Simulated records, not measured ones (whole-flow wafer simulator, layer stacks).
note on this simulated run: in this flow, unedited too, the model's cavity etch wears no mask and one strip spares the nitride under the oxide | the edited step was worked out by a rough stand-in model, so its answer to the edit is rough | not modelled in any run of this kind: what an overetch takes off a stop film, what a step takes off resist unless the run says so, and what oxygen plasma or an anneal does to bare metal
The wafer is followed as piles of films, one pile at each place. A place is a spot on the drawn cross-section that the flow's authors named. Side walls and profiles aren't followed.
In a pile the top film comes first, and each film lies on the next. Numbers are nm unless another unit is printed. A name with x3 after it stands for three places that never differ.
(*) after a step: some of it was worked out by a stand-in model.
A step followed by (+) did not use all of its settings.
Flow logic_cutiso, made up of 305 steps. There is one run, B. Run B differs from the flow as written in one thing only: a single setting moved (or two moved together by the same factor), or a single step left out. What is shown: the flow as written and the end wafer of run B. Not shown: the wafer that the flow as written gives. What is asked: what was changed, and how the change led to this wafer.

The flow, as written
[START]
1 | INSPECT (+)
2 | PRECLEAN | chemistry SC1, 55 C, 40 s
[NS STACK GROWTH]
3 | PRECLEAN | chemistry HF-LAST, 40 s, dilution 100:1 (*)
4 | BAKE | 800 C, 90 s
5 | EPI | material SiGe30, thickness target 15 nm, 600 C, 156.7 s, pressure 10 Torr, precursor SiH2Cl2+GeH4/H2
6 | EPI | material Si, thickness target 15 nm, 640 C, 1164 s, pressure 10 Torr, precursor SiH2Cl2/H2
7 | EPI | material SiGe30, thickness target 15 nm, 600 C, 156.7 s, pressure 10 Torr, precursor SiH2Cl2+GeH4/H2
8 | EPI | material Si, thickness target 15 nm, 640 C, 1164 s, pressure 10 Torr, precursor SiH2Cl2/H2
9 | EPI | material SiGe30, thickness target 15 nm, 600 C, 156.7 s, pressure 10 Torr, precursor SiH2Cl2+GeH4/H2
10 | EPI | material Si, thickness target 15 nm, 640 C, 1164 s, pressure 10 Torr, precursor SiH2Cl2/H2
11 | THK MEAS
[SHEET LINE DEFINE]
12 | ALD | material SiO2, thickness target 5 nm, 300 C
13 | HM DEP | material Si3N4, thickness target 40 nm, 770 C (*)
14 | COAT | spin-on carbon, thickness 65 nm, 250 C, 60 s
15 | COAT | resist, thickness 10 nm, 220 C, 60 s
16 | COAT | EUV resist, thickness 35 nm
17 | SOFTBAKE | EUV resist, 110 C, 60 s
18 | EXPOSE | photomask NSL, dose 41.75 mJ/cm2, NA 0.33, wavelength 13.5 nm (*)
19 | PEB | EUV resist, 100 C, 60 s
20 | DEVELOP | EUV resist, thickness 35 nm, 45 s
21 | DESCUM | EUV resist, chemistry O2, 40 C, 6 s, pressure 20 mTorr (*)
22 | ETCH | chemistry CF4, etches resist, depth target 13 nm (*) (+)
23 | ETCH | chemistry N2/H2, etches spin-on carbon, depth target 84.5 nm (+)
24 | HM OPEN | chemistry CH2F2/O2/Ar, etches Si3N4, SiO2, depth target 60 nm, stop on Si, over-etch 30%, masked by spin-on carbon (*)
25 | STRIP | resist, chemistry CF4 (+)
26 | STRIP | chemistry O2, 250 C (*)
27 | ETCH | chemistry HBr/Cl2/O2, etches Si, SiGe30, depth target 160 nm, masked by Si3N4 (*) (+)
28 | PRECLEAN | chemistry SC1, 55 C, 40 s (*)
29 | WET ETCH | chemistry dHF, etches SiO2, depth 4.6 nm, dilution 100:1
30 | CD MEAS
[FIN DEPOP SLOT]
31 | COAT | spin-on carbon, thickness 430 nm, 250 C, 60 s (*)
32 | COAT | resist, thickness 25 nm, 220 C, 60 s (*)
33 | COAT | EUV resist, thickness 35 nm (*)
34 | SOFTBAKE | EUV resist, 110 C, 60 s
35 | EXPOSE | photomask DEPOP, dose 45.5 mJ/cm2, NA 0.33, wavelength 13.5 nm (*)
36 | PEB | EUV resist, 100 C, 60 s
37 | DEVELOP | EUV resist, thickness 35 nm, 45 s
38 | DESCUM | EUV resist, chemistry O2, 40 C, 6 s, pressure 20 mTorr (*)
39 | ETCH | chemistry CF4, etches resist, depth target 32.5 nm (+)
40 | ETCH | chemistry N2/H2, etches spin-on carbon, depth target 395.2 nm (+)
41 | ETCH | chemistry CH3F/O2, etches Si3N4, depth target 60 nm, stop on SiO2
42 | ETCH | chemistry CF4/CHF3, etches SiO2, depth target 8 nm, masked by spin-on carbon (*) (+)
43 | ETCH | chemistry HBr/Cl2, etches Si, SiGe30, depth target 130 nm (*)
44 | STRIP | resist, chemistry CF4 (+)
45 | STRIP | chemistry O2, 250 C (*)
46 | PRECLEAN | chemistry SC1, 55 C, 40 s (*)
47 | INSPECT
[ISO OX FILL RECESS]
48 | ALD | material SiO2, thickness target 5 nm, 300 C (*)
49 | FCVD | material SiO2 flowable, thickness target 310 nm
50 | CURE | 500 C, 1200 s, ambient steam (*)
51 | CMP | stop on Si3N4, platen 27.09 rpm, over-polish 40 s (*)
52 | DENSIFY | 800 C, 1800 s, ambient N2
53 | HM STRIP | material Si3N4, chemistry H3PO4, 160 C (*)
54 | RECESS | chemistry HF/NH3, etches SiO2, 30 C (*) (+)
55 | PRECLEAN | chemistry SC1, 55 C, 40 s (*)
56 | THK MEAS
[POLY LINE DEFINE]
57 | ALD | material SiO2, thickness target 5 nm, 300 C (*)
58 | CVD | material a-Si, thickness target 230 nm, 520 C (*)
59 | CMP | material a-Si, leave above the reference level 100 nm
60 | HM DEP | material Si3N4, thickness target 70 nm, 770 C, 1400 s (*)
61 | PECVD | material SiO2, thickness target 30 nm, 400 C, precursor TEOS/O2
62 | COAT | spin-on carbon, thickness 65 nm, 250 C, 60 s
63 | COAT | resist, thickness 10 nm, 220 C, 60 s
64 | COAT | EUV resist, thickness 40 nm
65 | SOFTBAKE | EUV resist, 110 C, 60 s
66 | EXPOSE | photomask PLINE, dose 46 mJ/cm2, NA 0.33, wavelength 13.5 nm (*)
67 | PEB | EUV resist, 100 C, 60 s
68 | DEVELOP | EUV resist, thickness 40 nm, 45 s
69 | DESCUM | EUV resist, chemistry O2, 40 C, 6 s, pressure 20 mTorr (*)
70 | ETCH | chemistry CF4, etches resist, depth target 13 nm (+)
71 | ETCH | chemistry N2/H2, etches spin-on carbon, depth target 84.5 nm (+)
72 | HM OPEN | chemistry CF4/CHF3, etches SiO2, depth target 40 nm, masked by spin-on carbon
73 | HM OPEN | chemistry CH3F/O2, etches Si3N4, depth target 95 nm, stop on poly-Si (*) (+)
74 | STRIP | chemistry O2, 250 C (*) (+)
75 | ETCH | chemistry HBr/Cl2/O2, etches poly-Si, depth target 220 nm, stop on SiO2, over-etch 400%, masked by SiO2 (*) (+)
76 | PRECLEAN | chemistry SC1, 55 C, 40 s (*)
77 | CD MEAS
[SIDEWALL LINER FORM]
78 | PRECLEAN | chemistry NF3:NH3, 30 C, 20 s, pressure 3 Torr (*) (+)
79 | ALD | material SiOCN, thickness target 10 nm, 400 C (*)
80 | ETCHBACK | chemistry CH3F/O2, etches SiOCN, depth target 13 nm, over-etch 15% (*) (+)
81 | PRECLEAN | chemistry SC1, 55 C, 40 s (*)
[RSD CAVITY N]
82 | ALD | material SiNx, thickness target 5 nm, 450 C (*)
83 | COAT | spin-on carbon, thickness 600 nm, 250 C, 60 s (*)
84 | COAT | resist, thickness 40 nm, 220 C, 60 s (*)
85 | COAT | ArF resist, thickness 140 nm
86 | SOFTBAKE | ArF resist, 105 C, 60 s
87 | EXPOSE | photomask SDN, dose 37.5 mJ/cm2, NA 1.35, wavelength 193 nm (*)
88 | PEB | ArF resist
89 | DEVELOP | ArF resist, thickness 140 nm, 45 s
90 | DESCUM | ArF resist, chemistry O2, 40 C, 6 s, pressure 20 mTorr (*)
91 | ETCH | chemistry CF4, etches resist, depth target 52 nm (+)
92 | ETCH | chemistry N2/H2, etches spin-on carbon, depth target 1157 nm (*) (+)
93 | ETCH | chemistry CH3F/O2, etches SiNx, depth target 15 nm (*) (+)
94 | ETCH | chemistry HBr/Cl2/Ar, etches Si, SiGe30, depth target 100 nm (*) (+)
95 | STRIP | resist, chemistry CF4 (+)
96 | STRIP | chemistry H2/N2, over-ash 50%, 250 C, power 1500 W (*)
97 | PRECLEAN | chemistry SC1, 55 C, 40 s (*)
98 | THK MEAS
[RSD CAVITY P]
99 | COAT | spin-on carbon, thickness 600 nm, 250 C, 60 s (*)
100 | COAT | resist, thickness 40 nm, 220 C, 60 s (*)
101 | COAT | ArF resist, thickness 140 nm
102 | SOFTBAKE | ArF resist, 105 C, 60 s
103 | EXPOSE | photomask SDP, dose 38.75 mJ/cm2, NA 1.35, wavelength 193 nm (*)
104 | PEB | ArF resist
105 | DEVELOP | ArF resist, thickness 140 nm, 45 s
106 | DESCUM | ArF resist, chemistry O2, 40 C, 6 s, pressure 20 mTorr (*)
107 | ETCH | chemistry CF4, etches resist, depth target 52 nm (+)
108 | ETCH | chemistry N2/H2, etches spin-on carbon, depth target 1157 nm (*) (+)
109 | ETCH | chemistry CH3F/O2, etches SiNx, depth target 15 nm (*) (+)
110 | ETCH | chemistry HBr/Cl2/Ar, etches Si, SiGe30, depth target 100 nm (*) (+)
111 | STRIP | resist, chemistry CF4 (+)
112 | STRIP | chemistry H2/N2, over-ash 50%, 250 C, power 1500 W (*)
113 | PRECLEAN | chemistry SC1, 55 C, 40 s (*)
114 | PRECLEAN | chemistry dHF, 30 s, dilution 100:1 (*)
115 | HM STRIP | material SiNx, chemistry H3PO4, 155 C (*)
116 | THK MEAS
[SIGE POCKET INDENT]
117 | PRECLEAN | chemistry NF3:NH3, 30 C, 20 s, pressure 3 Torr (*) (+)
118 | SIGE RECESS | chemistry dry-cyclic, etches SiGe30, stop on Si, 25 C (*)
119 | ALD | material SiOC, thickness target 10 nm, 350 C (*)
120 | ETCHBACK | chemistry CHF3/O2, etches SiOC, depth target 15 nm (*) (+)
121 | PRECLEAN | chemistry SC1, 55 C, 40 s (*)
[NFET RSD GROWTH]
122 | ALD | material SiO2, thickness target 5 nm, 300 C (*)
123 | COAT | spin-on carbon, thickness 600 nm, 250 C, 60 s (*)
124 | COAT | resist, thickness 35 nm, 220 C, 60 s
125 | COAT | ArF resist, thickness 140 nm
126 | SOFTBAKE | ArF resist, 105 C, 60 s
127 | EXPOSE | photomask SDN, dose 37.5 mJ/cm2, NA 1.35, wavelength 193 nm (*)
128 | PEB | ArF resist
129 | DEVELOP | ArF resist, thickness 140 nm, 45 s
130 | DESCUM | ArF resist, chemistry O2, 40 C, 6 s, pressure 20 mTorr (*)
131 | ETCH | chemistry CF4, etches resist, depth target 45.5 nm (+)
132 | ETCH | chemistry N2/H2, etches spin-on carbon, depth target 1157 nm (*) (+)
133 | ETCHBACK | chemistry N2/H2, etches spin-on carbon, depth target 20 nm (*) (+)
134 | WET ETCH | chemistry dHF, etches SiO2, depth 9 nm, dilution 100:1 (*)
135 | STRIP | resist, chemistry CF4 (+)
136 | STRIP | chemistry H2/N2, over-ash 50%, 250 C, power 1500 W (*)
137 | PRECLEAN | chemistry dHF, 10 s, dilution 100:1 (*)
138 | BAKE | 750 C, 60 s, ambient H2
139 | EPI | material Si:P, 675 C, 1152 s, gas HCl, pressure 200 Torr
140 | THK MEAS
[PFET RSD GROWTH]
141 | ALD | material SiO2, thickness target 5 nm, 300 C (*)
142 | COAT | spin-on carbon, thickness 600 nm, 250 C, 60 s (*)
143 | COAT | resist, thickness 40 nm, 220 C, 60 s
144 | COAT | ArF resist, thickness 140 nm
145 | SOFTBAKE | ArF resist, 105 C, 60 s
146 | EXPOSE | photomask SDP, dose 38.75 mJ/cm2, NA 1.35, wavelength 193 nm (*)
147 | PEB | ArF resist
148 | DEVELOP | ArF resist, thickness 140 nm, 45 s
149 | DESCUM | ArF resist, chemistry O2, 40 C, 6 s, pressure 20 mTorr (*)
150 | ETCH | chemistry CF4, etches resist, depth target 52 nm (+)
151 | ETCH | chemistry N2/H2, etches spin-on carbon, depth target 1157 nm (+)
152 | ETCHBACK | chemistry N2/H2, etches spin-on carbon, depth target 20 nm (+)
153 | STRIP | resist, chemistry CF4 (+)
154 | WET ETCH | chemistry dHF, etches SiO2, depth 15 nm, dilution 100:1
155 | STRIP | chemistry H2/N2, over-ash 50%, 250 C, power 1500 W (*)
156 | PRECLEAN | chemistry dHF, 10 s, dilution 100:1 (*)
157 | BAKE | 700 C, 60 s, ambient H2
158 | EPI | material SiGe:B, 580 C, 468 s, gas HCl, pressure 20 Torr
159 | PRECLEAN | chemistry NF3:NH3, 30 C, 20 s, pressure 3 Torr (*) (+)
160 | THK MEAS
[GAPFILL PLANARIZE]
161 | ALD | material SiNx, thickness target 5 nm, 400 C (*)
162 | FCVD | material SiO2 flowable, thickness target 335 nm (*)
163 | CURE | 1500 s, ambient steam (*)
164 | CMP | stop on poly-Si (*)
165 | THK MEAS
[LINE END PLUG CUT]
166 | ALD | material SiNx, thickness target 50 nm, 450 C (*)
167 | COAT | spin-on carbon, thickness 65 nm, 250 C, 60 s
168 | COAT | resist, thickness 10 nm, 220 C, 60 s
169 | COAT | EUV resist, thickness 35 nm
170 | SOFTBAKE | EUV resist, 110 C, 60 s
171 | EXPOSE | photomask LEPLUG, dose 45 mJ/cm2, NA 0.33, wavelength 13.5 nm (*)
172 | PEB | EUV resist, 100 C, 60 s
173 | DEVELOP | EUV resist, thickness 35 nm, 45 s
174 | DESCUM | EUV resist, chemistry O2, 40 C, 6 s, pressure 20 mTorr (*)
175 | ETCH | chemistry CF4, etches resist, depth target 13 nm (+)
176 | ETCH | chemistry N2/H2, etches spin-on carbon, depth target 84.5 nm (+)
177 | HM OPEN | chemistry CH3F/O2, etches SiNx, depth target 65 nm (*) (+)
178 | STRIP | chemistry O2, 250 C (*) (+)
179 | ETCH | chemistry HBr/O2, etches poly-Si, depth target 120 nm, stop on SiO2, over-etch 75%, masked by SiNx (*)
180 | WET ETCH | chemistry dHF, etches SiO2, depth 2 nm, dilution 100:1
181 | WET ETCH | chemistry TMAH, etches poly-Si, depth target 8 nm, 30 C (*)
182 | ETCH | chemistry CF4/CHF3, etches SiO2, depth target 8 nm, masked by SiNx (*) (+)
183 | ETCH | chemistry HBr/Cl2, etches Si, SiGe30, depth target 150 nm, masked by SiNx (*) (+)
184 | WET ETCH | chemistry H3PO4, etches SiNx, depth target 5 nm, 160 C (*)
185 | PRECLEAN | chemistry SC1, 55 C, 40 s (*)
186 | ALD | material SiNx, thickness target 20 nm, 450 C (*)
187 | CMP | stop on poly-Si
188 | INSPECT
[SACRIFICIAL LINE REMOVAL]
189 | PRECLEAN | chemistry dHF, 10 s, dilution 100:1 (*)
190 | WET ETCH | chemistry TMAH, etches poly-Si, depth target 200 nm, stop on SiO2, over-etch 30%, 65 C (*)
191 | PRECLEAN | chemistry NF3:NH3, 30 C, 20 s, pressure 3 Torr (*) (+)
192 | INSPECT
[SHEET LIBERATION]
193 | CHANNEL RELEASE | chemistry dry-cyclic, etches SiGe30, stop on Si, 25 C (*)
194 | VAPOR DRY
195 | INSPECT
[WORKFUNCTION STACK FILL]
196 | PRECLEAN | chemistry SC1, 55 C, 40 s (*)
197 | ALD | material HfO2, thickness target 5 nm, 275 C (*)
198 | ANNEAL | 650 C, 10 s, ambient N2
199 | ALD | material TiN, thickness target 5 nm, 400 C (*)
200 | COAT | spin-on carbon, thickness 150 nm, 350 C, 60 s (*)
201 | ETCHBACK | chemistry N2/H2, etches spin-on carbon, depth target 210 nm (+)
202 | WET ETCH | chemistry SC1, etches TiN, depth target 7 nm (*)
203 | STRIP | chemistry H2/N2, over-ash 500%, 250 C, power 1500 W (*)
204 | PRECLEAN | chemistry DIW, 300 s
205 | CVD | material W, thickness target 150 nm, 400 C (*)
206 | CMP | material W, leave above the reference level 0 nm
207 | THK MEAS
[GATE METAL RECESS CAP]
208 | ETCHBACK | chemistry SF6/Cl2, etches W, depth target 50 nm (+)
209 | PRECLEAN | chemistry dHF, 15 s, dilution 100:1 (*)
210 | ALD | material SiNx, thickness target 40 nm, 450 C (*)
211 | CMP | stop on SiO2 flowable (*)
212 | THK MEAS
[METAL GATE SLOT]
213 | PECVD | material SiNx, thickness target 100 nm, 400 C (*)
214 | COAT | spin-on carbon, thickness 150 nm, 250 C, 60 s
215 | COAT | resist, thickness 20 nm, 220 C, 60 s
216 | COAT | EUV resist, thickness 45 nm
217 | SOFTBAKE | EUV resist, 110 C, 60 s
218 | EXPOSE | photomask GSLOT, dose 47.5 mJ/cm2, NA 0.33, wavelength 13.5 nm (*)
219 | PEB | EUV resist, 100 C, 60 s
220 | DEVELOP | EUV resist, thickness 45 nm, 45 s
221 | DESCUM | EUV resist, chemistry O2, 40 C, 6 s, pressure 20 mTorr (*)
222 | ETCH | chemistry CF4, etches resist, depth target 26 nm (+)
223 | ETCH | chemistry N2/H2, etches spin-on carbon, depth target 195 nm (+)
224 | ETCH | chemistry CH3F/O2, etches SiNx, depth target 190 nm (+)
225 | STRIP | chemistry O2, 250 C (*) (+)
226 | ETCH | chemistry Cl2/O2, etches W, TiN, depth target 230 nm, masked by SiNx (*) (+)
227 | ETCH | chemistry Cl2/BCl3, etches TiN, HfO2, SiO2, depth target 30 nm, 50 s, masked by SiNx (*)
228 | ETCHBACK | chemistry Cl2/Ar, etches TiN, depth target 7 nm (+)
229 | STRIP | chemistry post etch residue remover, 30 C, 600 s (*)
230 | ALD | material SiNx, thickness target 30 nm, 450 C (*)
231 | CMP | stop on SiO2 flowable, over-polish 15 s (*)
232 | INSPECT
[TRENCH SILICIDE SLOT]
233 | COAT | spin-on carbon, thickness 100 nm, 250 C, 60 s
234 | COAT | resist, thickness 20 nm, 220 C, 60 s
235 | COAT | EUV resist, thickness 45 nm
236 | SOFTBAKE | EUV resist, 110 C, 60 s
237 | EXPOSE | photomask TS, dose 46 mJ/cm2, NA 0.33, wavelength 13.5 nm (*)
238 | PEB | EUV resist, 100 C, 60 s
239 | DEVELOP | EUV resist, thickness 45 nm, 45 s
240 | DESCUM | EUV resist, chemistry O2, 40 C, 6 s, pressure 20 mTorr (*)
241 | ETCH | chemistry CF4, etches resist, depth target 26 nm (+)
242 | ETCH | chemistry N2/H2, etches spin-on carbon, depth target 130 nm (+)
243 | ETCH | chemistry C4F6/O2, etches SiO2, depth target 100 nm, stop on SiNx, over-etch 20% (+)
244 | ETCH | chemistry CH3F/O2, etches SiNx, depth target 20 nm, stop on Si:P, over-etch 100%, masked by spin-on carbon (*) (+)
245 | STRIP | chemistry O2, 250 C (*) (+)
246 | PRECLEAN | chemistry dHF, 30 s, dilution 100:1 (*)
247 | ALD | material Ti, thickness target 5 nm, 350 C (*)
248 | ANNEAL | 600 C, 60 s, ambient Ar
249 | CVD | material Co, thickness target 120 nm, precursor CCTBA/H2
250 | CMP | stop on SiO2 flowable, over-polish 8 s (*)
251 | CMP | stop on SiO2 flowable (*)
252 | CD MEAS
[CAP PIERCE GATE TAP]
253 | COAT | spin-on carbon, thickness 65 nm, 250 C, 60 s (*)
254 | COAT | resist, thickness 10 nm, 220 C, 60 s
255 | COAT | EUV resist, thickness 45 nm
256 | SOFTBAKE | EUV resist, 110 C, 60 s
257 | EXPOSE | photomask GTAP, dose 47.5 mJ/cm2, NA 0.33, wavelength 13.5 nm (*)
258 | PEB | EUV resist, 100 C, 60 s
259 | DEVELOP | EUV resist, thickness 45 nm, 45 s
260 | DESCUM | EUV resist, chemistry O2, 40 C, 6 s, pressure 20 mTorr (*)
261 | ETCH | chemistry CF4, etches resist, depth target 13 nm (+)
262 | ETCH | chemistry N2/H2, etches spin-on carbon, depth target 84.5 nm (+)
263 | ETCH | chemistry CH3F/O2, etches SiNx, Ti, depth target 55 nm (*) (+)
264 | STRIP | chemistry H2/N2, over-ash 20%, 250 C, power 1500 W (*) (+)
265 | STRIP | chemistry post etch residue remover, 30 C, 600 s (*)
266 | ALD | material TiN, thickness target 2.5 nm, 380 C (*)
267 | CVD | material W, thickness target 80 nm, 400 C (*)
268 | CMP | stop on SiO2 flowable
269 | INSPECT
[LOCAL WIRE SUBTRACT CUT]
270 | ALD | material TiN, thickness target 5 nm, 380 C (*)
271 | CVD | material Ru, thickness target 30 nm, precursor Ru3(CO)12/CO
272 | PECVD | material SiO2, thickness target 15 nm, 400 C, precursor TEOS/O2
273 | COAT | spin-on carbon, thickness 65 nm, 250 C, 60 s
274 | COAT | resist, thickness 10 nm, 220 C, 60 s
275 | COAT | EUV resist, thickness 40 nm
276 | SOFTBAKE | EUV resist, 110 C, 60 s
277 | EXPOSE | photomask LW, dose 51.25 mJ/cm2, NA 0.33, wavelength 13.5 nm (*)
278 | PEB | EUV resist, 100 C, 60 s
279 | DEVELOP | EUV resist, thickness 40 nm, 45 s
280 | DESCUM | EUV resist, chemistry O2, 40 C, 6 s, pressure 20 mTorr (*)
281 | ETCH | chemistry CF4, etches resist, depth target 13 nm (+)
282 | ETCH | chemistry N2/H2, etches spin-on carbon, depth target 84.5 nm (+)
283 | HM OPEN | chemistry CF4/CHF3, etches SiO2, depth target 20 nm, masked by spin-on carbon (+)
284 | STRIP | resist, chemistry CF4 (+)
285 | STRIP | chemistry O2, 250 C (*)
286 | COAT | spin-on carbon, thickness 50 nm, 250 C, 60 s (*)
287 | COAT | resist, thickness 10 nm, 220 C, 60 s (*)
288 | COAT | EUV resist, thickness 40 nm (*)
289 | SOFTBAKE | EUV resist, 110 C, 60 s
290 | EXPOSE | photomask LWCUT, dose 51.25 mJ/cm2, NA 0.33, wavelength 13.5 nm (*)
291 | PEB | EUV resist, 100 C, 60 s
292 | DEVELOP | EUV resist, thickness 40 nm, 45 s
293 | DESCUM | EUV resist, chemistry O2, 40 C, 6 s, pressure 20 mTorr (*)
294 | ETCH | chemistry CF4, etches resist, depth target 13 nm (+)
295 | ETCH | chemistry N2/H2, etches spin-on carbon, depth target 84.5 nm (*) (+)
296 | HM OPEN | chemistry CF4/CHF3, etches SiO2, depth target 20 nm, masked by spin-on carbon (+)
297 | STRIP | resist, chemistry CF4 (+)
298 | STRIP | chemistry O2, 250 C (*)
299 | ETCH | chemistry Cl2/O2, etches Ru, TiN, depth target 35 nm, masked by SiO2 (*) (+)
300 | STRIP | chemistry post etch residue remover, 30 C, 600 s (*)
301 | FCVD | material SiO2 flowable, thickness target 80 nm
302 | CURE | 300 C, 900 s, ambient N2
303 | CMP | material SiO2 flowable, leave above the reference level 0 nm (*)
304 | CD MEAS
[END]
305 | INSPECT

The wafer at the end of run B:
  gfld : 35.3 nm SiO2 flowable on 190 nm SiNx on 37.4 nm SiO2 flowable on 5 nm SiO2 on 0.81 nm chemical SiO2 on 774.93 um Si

The reason: step 227, ETCH: depth target 31.5 nm was run, whereas the flow has depth target 30 nm.

The path from the change to this, step by step:
  227 | ETCH | chemistry Cl2/BCl3, etches TiN, HfO2, SiO2, depth target 30 nm, 50 s, masked by SiNx (*)
      gfld: HfO2 loses 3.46 (all of it), SiO2 flowable loses 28 (as written it would have been: HfO2 loses 3.46 (all of it), SiO2 flowable loses 26.5)
